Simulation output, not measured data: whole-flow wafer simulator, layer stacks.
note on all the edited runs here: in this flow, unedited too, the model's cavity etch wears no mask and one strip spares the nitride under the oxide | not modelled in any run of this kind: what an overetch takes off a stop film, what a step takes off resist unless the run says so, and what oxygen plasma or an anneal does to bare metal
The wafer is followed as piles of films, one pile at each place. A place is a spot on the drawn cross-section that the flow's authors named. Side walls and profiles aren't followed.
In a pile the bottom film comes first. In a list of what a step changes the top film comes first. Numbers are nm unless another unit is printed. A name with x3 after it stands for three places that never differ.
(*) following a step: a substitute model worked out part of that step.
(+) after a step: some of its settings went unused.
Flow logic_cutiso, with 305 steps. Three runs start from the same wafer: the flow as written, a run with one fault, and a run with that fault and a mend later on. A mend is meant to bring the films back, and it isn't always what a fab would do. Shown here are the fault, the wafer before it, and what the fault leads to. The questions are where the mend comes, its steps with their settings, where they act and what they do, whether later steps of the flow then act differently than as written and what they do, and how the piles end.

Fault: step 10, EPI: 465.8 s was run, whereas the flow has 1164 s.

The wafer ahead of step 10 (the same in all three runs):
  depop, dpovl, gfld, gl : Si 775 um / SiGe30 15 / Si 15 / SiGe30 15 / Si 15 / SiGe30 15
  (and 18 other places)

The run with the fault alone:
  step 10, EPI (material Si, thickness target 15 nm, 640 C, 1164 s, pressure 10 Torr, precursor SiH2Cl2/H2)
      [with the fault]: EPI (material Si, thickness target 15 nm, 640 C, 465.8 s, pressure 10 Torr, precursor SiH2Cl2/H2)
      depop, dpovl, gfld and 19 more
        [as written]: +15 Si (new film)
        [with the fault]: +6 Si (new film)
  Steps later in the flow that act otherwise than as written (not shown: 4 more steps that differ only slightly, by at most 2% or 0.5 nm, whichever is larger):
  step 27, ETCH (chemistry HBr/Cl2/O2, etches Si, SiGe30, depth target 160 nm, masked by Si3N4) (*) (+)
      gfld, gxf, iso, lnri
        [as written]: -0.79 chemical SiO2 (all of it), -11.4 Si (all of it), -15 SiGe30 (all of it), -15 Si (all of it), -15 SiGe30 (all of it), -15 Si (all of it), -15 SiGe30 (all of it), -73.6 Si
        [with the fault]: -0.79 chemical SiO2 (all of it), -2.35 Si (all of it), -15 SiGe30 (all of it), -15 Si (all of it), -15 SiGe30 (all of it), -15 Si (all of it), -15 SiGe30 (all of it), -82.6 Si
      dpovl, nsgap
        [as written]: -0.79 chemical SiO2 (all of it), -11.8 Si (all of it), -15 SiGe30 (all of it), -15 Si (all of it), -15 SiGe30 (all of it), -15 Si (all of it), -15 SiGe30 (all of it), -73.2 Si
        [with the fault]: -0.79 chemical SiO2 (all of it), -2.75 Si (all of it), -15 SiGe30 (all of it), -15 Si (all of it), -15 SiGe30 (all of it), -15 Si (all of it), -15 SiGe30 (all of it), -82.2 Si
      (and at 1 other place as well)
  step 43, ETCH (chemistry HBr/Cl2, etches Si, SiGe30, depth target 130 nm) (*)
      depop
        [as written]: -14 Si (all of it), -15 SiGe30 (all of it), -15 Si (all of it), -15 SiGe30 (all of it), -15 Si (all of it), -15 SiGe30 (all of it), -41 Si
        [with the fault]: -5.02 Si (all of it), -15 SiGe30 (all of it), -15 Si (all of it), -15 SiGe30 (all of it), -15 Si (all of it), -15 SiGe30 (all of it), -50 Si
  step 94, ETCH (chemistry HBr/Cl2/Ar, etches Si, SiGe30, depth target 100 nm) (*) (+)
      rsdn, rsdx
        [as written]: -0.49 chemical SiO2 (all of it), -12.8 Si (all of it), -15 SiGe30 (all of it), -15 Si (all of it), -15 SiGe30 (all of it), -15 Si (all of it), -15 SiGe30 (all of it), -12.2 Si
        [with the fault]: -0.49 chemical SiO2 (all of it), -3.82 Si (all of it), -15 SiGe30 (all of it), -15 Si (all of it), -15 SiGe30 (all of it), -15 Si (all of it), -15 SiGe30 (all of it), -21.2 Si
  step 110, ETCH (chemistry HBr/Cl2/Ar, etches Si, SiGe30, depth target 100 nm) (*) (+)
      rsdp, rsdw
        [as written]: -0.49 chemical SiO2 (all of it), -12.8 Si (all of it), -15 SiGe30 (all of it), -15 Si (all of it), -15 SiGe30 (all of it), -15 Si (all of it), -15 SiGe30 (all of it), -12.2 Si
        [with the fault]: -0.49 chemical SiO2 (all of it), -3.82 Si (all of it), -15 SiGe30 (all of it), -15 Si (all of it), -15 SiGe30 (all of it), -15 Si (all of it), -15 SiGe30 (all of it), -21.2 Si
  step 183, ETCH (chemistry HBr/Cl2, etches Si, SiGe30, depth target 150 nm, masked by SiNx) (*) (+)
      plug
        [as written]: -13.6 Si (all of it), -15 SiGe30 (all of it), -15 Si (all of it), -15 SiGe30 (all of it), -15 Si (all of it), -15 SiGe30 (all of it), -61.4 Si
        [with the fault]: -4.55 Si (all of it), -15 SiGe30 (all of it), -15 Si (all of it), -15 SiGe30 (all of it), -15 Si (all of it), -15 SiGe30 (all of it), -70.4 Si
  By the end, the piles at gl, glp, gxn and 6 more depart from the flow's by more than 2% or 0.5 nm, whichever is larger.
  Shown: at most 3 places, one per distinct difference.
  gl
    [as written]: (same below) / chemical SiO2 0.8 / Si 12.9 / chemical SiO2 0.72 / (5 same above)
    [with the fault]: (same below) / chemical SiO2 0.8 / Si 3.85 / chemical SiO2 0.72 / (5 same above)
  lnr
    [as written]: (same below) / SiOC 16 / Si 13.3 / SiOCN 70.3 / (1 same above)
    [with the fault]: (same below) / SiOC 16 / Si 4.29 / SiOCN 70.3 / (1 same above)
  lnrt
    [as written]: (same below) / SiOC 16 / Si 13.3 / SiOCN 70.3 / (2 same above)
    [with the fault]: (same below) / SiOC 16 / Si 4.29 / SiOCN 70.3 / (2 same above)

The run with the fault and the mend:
  The mend follows step 11.
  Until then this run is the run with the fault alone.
  step 11a, EPI (material Si, thickness target 15 nm, 640 C, 698.6 s, pressure 10 Torr, precursor SiH2Cl2/H2) (the flow's step 10, run once more with other settings)
      depop, dpovl, gfld and 19 more
        +9 Si
  Later steps of the flow that are run all act as written at every place that is followed.
  The piles end the same as the flow's at every place that both follow.
